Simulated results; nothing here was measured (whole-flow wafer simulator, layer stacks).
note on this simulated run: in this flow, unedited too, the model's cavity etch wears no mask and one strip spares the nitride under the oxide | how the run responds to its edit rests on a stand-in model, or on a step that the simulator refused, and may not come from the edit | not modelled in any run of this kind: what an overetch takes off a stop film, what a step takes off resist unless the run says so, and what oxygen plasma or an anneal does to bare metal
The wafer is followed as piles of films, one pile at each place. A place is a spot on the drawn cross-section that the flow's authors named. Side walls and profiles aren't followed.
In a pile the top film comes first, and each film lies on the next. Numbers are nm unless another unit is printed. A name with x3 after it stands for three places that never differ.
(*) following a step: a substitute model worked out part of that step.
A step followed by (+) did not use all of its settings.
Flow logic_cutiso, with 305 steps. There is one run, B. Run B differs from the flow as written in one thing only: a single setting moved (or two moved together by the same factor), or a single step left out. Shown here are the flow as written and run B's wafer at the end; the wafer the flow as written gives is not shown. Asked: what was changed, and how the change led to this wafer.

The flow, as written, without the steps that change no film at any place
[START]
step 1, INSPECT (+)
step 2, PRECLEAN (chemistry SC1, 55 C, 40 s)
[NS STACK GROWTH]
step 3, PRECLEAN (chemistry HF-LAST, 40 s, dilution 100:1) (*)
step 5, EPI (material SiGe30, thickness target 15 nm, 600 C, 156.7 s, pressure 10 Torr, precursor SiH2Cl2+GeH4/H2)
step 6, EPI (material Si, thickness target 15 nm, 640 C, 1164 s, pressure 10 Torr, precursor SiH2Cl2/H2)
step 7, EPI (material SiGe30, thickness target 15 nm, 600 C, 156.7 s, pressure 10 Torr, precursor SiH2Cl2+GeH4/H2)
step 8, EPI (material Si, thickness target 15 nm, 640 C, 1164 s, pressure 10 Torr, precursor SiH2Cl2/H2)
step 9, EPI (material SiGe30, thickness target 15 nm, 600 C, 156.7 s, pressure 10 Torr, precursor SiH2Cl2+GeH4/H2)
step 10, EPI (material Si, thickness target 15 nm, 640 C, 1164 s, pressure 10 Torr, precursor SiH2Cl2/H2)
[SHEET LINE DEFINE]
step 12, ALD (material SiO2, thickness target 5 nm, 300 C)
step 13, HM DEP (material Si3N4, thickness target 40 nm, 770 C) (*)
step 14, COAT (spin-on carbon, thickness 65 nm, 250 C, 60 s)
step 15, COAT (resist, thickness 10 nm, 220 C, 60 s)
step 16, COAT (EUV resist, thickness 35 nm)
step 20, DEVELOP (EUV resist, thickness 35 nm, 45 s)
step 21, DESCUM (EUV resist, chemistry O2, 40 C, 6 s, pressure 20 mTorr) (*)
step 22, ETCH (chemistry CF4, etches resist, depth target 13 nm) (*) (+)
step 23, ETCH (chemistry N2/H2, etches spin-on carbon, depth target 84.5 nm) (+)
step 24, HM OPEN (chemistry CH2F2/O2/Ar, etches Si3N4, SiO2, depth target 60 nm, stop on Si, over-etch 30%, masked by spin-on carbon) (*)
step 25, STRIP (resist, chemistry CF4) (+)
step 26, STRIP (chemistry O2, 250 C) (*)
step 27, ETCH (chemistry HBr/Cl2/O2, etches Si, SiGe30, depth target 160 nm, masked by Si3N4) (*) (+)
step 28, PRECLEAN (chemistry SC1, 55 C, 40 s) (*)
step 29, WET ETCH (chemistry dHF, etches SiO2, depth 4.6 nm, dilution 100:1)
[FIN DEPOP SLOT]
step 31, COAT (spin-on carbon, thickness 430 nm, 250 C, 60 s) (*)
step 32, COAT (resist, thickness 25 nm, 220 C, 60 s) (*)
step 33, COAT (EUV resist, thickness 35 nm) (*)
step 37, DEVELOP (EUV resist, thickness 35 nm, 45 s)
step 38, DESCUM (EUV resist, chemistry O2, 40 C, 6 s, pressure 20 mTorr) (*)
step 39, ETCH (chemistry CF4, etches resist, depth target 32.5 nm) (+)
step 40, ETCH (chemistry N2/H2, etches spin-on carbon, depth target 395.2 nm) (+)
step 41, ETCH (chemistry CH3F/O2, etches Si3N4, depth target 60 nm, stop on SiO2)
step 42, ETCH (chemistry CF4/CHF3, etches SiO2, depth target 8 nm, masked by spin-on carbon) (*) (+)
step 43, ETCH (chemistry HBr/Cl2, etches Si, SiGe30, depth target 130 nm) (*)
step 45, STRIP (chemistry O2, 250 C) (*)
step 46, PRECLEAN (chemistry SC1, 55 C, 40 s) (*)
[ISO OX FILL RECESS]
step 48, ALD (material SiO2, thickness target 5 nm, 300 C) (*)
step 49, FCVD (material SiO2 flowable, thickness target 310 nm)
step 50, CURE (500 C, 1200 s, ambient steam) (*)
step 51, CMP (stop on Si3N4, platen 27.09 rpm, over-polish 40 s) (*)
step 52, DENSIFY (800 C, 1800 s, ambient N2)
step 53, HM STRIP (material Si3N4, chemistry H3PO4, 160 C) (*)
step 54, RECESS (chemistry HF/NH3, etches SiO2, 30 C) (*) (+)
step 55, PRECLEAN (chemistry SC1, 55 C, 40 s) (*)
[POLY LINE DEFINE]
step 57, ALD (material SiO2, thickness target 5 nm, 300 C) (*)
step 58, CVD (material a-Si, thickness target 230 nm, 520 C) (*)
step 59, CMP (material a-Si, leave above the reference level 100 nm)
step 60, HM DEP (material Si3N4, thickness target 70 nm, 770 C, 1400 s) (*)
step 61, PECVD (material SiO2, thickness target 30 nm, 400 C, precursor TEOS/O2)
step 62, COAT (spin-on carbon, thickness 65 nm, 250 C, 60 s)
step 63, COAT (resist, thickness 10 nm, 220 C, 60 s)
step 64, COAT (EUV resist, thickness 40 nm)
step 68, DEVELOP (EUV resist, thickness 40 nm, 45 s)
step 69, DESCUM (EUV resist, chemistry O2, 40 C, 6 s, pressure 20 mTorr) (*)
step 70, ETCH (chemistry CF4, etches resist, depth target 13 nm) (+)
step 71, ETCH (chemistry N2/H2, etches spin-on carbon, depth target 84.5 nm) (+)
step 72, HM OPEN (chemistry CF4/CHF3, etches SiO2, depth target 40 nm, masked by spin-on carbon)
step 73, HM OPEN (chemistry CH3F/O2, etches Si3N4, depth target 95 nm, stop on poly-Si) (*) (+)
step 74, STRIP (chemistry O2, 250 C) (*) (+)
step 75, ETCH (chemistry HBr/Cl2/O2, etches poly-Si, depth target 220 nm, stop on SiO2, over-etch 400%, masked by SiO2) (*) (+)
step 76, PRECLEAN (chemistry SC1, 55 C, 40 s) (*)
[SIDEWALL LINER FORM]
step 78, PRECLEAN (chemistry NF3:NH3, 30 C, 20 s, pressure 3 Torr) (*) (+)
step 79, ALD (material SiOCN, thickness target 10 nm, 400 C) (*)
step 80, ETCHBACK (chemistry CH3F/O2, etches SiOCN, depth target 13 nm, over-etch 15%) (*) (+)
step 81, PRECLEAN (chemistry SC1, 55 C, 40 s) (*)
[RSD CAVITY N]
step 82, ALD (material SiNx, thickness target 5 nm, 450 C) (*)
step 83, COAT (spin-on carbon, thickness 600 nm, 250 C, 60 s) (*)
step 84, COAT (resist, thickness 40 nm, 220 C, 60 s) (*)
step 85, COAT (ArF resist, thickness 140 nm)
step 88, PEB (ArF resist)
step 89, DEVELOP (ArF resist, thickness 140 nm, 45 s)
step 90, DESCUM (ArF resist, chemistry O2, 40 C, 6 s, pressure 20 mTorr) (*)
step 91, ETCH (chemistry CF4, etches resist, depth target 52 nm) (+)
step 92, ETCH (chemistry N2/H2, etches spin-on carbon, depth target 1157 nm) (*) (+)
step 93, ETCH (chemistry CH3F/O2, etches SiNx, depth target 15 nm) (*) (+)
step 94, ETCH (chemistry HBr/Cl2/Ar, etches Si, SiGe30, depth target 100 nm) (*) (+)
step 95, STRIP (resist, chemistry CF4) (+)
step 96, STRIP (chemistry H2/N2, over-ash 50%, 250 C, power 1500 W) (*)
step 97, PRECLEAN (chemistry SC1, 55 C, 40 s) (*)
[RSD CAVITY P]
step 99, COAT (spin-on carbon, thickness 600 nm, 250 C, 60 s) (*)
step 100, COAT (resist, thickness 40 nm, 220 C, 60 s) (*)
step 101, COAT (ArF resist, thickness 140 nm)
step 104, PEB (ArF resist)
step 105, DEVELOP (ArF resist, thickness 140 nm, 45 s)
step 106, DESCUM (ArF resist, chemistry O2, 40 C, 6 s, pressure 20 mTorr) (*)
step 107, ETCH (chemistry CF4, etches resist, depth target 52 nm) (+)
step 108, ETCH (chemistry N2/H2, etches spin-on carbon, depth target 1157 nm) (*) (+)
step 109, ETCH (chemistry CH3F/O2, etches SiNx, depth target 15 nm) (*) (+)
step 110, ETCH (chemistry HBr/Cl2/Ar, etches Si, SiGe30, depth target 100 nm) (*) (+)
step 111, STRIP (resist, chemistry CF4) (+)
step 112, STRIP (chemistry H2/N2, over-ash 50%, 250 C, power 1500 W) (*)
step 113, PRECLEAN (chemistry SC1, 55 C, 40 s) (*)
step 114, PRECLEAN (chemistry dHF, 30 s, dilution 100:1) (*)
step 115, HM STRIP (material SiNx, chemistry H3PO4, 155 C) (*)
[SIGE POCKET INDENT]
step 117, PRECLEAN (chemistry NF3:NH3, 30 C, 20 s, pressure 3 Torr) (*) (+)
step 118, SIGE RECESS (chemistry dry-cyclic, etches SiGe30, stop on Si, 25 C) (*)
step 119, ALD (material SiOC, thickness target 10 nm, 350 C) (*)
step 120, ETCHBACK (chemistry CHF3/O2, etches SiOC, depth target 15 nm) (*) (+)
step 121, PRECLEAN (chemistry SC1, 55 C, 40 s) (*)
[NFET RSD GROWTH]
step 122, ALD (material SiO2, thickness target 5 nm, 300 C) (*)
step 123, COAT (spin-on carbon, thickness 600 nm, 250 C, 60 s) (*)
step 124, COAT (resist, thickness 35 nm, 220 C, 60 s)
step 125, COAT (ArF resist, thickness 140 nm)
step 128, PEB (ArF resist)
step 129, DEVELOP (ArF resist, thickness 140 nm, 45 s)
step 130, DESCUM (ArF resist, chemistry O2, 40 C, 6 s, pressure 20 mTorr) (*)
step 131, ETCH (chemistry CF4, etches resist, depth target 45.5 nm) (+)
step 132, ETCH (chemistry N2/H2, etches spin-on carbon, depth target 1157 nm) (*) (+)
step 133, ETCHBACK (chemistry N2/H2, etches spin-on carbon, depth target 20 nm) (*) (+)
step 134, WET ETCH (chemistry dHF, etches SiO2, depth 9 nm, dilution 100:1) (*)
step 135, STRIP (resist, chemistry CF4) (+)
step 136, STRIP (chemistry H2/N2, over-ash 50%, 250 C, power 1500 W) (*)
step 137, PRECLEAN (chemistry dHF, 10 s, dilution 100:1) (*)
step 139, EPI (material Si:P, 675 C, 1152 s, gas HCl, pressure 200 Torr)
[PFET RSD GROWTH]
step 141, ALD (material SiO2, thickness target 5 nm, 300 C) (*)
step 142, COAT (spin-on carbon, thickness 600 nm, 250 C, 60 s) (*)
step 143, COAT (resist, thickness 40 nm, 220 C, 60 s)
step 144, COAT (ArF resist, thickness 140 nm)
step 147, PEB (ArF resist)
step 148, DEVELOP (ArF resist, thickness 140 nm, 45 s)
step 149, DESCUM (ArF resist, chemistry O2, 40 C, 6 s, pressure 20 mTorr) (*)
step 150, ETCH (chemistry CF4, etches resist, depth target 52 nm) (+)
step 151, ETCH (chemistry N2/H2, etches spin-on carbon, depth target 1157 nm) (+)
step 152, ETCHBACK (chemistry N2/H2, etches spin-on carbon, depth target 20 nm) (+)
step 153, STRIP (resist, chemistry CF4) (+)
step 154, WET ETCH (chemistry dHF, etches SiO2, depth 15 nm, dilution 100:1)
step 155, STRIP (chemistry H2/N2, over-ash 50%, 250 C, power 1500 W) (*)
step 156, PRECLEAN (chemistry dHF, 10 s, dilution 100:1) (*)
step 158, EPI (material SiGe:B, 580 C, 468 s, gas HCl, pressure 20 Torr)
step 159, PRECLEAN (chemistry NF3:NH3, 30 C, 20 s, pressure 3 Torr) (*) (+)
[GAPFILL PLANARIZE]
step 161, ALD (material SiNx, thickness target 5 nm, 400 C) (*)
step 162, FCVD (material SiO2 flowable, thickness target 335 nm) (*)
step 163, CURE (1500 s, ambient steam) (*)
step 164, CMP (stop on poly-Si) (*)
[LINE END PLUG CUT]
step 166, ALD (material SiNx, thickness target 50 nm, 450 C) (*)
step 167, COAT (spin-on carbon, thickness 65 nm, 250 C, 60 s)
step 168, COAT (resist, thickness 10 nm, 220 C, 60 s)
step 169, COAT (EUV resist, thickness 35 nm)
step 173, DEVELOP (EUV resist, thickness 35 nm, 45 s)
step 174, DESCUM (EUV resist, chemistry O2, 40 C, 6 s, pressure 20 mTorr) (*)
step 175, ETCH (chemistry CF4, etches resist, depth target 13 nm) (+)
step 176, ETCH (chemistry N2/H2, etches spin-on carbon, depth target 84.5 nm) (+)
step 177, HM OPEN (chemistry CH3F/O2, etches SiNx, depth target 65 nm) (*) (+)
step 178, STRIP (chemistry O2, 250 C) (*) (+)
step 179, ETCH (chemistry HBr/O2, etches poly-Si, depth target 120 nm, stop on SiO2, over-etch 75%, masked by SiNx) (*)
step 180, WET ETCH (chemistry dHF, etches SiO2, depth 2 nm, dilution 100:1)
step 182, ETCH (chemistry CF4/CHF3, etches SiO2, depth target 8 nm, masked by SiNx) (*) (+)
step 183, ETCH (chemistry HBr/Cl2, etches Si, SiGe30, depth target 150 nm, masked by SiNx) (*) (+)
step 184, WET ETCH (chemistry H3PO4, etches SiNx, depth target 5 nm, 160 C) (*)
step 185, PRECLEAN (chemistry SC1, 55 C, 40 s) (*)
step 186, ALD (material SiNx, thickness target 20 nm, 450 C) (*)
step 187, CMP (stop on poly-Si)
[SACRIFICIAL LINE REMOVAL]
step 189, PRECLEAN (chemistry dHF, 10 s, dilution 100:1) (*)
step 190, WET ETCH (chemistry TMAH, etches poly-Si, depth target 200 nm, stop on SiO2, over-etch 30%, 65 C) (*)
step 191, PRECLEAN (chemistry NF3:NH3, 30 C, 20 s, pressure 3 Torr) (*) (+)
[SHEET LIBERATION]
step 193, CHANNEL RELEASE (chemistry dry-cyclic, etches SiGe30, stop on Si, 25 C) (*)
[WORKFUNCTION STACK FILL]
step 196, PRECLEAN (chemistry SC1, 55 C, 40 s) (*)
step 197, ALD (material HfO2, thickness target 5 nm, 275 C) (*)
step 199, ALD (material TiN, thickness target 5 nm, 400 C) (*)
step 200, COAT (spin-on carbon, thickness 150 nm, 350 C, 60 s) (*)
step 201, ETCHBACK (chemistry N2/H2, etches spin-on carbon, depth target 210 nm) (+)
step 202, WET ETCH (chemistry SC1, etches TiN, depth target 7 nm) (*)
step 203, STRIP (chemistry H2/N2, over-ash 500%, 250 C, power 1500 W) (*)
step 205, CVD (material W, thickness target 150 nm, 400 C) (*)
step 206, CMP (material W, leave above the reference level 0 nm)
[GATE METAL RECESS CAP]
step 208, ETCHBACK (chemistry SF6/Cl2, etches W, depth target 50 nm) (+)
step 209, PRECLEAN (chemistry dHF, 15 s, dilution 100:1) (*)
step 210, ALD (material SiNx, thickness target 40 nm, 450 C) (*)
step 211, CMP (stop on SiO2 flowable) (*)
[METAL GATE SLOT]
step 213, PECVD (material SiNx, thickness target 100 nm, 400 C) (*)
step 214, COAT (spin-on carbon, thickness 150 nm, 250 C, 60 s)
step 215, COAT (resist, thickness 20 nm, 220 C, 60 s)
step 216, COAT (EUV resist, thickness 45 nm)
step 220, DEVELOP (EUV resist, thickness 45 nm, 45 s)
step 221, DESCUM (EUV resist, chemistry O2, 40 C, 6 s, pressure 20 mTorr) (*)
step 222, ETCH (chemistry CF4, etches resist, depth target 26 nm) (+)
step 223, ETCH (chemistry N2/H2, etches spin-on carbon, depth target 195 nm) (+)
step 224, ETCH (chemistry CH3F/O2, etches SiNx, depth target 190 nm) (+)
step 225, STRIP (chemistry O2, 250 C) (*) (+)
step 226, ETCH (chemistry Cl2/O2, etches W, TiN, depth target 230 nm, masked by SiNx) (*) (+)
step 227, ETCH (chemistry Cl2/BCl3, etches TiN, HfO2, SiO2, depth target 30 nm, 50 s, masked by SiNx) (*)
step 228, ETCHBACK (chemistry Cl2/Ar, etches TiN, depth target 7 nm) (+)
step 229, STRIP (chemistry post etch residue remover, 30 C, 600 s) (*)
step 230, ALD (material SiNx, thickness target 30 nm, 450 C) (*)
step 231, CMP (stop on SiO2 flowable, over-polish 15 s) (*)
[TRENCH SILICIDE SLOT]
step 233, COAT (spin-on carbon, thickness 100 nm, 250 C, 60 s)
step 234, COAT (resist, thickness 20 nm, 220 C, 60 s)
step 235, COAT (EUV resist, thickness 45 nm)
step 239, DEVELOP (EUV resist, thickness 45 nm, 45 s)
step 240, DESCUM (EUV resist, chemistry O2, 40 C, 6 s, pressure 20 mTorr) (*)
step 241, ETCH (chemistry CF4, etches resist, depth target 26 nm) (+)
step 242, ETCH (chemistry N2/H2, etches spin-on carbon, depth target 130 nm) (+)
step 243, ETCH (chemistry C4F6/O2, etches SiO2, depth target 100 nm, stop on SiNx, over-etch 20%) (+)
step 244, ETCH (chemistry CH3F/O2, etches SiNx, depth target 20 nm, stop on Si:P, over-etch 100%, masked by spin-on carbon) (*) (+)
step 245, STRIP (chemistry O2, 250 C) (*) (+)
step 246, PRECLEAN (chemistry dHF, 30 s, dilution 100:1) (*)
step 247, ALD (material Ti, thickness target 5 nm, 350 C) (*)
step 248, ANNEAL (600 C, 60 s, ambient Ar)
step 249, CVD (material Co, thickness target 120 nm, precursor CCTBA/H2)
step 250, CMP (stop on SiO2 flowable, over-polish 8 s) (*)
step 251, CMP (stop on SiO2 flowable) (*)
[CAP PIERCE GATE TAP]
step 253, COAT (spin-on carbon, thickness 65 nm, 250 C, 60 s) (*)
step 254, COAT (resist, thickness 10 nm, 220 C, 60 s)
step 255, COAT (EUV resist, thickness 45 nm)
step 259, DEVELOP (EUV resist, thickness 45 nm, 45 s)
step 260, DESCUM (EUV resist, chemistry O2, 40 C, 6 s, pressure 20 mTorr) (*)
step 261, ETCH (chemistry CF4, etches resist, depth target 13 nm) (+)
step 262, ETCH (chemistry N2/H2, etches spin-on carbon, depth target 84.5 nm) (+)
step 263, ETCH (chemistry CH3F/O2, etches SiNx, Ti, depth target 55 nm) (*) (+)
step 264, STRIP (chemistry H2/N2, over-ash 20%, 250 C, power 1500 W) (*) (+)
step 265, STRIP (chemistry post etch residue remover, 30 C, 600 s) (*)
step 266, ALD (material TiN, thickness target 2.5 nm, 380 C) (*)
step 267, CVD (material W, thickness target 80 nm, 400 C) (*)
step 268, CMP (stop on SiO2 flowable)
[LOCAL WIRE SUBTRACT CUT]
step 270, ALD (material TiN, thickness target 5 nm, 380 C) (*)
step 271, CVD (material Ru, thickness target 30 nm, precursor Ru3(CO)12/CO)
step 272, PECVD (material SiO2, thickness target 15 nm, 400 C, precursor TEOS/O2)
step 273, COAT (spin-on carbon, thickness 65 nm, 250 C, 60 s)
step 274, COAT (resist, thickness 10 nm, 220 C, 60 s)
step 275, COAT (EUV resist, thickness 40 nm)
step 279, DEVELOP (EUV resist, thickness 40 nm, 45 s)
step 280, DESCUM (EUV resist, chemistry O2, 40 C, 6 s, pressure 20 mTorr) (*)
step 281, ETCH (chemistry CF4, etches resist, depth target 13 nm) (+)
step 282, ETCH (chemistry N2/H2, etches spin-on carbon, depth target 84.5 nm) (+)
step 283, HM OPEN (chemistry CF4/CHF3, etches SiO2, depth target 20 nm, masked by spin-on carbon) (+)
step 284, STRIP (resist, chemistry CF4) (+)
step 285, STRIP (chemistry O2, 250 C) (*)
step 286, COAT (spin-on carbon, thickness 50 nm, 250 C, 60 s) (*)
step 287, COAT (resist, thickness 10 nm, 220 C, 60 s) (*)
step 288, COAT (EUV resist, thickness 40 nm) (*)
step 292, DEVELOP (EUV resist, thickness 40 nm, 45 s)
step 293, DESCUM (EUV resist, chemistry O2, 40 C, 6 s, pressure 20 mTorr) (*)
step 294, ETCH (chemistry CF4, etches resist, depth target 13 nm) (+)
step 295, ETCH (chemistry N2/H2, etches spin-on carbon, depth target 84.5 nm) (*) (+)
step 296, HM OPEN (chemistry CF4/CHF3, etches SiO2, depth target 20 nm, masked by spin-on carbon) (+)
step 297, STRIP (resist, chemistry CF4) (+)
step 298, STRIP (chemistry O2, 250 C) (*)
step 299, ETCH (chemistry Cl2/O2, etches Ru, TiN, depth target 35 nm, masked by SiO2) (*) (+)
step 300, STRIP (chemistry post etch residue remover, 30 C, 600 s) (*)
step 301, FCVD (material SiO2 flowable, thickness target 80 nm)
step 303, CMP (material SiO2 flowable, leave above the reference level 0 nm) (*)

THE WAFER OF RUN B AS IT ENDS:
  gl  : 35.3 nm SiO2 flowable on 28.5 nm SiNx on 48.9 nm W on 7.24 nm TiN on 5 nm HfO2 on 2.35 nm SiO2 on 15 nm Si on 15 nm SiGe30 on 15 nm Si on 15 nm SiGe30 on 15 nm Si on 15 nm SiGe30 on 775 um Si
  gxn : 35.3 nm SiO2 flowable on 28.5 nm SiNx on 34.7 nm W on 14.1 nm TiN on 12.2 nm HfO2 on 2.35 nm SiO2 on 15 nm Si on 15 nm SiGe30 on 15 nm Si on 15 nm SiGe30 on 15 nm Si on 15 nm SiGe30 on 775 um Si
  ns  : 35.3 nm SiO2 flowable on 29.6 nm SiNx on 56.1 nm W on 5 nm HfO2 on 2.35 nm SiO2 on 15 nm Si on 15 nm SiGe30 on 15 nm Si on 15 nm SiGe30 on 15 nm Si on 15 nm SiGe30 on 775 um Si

Cause: step 54, RECESS: chemistry HF/NH3, etches SiO2, 30 C (*) (+), was not run.

Step by step, how the change led to this:
  step 55, PRECLEAN (chemistry SC1, 55 C, 40 s) (*)
      gl, glp, gxn and 11 more: -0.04 SiO2 (as written it would have been: +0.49 chemical SiO2 (new film), -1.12 Si)
  step 57, ALD (material SiO2, thickness target 5 nm, 300 C) (*)
      gl, glp, gxn and 11 more: +5 SiO2 (as written it would have been: +5 SiO2 (new film))
  step 58, CVD (material a-Si, thickness target 230 nm, 520 C) (*)
      gfld, gxf, iso, lnri: +230 a-Si (new film) (as written it would have been: +299.4 a-Si (new film))
      depop, isow, nsgap: +230 a-Si (new film) (as written it would have been: +319.4 a-Si (new film))
      (and at 2 other places as well)
  step 59, CMP (material a-Si, leave above the reference level 100 nm)
      gl, glp, gxn and 10 more: -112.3 a-Si (as written it would have been: -130 a-Si)
      gfld, gxf, iso, lnri: -129.1 a-Si (as written it would have been: -109.9 a-Si)
  step 60, HM DEP (material Si3N4, thickness target 70 nm, 770 C, 1400 s) (*)
      gl, glp, gxn and 11 more: +70 Si3N4 (new film), +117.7 poly-Si (new film), -117.7 a-Si (all of it) (as written it would have been: +70 Si3N4 (new film), +100 poly-Si (new film), -100 a-Si (all of it))
      gfld, gxf, iso, lnri: +70 Si3N4 (new film), +100.9 poly-Si (new film), -100.9 a-Si (all of it) (as written it would have been: +70 Si3N4 (new film), +189.4 poly-Si (new film), -189.4 a-Si (all of it))
      (and at 4 other places as well)
  step 75, ETCH (chemistry HBr/Cl2/O2, etches poly-Si, depth target 220 nm, stop on SiO2, over-etch 400%, masked by SiO2) (*) (+)
      lnr, lnrp, lnrt, rsdn, rsdp, rsdw, rsdx: -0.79 chemical SiO2 (all of it), -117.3 poly-Si (all of it), -5 SiO2 (as written it would have been: -0.79 chemical SiO2 (all of it), -99.7 poly-Si (all of it), -5 SiO2 (all of it))
      iso, lnri: -0.79 chemical SiO2 (all of it), -100.6 poly-Si (all of it), -5 SiO2 (all of it) (as written it would have been: -0.79 chemical SiO2 (all of it), -189.1 poly-Si (all of it), -4.55 SiO2)
      (and at 13 other places as well)
  step 78, PRECLEAN (chemistry NF3:NH3, 30 C, 20 s, pressure 3 Torr) (*) (+)
      lnr, lnrp, lnrt, rsdn, rsdp, rsdw, rsdx: -4.56 SiO2 (all of it) (as written it would have been: -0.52 chemical SiO2 (all of it))
  step 80, ETCHBACK (chemistry CH3F/O2, etches SiOCN, depth target 13 nm, over-etch 15%) (*) (+)
      lnr, lnrp, lnrt: +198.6 SiOCN (as written it would have been: +175.1 SiOCN)
      lnri: +185.7 SiOCN (as written it would have been: +271.9 SiOCN)
  step 83, COAT (spin-on carbon, thickness 600 nm, 250 C, 60 s) (*)
      rsdn, rsdp, rsdw, rsdx: +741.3 spin-on carbon (new film) (as written it would have been: +716.5 spin-on carbon (new film))
      iso: +728.7 spin-on carbon (new film) (as written it would have been: +813.5 spin-on carbon (new film))
  step 92, ETCH (chemistry N2/H2, etches spin-on carbon, depth target 1157 nm) (*) (+)
      rsdn, rsdx: -735.3 spin-on carbon (all of it), -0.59 SiNx (as written it would have been: -710.5 spin-on carbon (all of it), -0.84 SiNx)
  step 94, ETCH (chemistry HBr/Cl2/Ar, etches Si, SiGe30, depth target 100 nm) (*) (+)
      rsdn, rsdx: -0.49 chemical SiO2 (all of it), -14 Si (all of it), -15 SiGe30 (all of it), -15 Si (all of it), -15 SiGe30 (all of it), -15 Si (all of it), -15 SiGe30 (all of it), -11 Si (as written it would have been: -0.49 chemical SiO2 (all of it), -12.8 Si (all of it), -15 SiGe30 (all of it), -15 Si (all of it), -15 SiGe30 (all of it), -15 Si (all of it), -15 SiGe30 (all of it), -12.2 Si)
  step 96, STRIP (chemistry H2/N2, over-ash 50%, 250 C, power 1500 W) (*)
      rsdp, rsdw: -741.3 spin-on carbon (all of it) (as written it would have been: -716.5 spin-on carbon (all of it))
      iso: -728.7 spin-on carbon (all of it) (as written it would have been: -813.5 spin-on carbon (all of it))
  step 99, COAT (spin-on carbon, thickness 600 nm, 250 C, 60 s) (*)
      rsdn, rsdx: +827.6 spin-on carbon (new film) (as written it would have been: +802.8 spin-on carbon (new film))
      iso: +709.9 spin-on carbon (new film) (as written it would have been: +794.7 spin-on carbon (new film))
      (and at 2 other places as well)
  step 108, ETCH (chemistry N2/H2, etches spin-on carbon, depth target 1157 nm) (*) (+)
      rsdp: -716.4 spin-on carbon (all of it), -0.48 SiNx (as written it would have been: -691.7 spin-on carbon (all of it), -0.73 SiNx)
      rsdw: -716.5 spin-on carbon (all of it), -0.48 SiNx (as written it would have been: -691.7 spin-on carbon (all of it), -0.73 SiNx)
  step 110, ETCH (chemistry HBr/Cl2/Ar, etches Si, SiGe30, depth target 100 nm) (*) (+)
      rsdp, rsdw: -0.49 chemical SiO2 (all of it), -14 Si (all of it), -15 SiGe30 (all of it), -15 Si (all of it), -15 SiGe30 (all of it), -15 Si (all of it), -15 SiGe30 (all of it), -11 Si (as written it would have been: -0.49 chemical SiO2 (all of it), -12.8 Si (all of it), -15 SiGe30 (all of it), -15 Si (all of it), -15 SiGe30 (all of it), -15 Si (all of it), -15 SiGe30 (all of it), -12.2 Si)
  step 112, STRIP (chemistry H2/N2, over-ash 50%, 250 C, power 1500 W) (*)
      rsdn, rsdx: -827.6 spin-on carbon (all of it) (as written it would have been: -802.8 spin-on carbon (all of it))
      iso: -709.9 spin-on carbon (all of it) (as written it would have been: -794.7 spin-on carbon (all of it))
  ... 39 other steps ...
  step 251, CMP (stop on SiO2 flowable) (*)
      iso: -4.56 Ti (as written it would have been: -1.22 Co (all of it), -4.34 Ti)
      rsdx: -4.62 Ti (as written it would have been: -5 Ti (all of it))
With metal films that touch counted as one body, gl has 1 body; the flow as written gives 4 bodies (between them, from the top down: HfO2 5 / chemical SiO2 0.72 / Si 12.9 / chemical SiO2 0.8 / HfO2 5; HfO2 5 / chemical SiO2 0.8 / Si 13.9 / chemical SiO2 0.8 / HfO2 5; HfO2 5 / chemical SiO2 0.8 / Si 13.9 / chemical SiO2 0.8 / HfO2 5).
With metal films that touch counted as one body, gxn has 1 body; the flow as written gives 4 bodies (between them, from the top down: HfO2 5 / chemical SiO2 0.72 / Si 12.9 / chemical SiO2 0.8 / HfO2 5; HfO2 5 / chemical SiO2 0.8 / Si 13.9 / chemical SiO2 0.8 / HfO2 5; HfO2 5 / chemical SiO2 0.8 / Si 13.9 / chemical SiO2 0.8 / HfO2 5).
With metal films that touch counted as one body, ns has 1 body; the flow as written gives 4 bodies (between them, from the top down: HfO2 5 / chemical SiO2 0.72 / Si 12.9 / chemical SiO2 0.8 / HfO2 5; HfO2 5 / chemical SiO2 0.8 / Si 13.9 / chemical SiO2 0.8 / HfO2 5; HfO2 5 / chemical SiO2 0.8 / Si 13.9 / chemical SiO2 0.8 / HfO2 5).
